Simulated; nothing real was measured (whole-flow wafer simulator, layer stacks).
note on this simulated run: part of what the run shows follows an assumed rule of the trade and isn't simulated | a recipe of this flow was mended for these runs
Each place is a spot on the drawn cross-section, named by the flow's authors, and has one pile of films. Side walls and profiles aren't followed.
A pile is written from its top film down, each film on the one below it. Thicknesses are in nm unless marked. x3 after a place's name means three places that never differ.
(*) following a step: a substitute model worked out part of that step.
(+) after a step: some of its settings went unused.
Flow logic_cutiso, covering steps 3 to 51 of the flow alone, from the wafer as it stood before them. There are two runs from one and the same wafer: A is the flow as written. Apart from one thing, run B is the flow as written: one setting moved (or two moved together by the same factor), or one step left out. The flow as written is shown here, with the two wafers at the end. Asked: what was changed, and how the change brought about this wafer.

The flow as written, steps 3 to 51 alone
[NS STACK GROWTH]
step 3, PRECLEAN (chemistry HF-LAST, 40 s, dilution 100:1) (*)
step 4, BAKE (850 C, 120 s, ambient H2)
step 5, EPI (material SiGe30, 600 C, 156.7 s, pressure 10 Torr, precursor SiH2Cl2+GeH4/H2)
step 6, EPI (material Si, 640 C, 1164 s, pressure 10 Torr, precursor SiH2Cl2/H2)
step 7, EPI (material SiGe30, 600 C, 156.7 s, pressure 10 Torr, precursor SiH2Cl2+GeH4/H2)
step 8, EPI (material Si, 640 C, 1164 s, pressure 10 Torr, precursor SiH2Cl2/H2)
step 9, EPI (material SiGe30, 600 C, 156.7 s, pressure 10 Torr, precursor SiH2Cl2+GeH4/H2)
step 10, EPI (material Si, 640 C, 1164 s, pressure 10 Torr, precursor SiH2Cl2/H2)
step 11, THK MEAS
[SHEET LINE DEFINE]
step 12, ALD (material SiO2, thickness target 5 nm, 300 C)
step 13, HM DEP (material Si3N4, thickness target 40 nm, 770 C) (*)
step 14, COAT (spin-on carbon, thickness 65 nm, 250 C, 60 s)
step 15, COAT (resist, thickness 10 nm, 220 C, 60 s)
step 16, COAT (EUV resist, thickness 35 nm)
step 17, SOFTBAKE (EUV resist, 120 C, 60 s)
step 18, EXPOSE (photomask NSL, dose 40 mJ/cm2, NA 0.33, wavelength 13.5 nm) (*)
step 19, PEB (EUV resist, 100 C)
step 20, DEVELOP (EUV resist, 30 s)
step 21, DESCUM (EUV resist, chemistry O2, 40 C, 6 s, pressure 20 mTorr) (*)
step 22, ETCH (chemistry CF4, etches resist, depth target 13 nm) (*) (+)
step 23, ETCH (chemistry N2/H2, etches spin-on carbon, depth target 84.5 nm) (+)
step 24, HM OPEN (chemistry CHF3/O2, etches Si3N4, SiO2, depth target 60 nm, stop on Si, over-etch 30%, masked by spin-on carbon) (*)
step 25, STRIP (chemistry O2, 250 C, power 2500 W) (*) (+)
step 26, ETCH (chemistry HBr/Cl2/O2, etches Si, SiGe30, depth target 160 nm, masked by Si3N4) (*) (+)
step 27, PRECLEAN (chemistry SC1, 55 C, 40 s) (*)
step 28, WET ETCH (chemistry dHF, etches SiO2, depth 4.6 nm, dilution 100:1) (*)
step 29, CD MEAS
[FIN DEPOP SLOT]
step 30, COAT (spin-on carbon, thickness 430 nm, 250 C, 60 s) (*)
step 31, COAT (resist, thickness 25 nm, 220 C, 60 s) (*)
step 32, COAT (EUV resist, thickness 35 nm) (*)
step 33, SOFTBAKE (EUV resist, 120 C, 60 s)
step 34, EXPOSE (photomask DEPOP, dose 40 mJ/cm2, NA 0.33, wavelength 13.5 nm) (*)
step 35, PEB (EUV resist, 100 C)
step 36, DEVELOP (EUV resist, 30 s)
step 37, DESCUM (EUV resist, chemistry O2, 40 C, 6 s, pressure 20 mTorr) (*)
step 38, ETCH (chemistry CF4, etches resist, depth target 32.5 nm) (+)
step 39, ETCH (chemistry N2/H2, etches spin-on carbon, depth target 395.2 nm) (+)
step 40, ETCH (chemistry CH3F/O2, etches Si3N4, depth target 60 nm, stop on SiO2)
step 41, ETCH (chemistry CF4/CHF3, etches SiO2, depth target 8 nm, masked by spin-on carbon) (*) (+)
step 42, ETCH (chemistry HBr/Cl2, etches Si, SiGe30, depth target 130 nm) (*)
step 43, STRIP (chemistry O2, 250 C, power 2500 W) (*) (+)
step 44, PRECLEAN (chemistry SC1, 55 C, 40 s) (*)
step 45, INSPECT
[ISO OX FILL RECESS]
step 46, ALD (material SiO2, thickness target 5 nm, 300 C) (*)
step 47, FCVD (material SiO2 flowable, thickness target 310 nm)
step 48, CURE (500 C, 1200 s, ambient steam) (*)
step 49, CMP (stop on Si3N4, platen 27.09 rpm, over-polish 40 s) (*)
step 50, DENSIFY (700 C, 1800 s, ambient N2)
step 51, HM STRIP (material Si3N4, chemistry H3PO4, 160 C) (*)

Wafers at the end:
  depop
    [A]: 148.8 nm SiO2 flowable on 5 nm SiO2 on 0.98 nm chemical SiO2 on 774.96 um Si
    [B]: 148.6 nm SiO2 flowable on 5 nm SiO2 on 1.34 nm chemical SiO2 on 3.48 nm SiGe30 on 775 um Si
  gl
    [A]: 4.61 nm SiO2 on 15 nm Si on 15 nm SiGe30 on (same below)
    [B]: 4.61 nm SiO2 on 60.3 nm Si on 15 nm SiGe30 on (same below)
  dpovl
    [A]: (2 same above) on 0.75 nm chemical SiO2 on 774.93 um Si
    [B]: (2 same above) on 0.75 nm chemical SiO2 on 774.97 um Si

Cause: step 10, EPI: 675 C was run, whereas the flow has 640 C.

Step by step, how the change led to this:
  step 10, EPI (material Si, 640 C, 1164 s, pressure 10 Torr, precursor SiH2Cl2/H2)
      depop, dpovl, gfld and 19 more: A +15 Si (new film) | B +60.3 Si (new film)
  step 26, ETCH (chemistry HBr/Cl2/O2, etches Si, SiGe30, depth target 160 nm, masked by Si3N4) (*) (+)
      dpovl, gfld, gxf, iso, isow, lnri, nsgap: A -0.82 chemical SiO2 (all of it), -12 Si (all of it), -15 SiGe30 (all of it), -15 Si (all of it), -15 SiGe30 (all of it), -15 Si (all of it), -15 SiGe30 (all of it), -73 Si | B -0.82 chemical SiO2 (all of it), -57.3 Si (all of it), -15 SiGe30 (all of it), -15 Si (all of it), -15 SiGe30 (all of it), -15 Si (all of it), -15 SiGe30 (all of it), -27.7 Si
  step 42, ETCH (chemistry HBr/Cl2, etches Si, SiGe30, depth target 130 nm) (*)
      depop: A -13.8 Si (all of it), -15 SiGe30 (all of it), -15 Si (all of it), -15 SiGe30 (all of it), -15 Si (all of it), -15 SiGe30 (all of it), -41.2 Si | B -59.1 Si (all of it), -15 SiGe30 (all of it), -15 Si (all of it), -15 SiGe30 (all of it), -15 Si (all of it), -10.9 SiGe30
  step 43, STRIP (chemistry O2, 250 C, power 2500 W) (*) (+)
      depop: A +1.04 chemical SiO2 (new film), -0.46 Si | B +1.41 chemical SiO2 (new film), -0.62 SiGe30
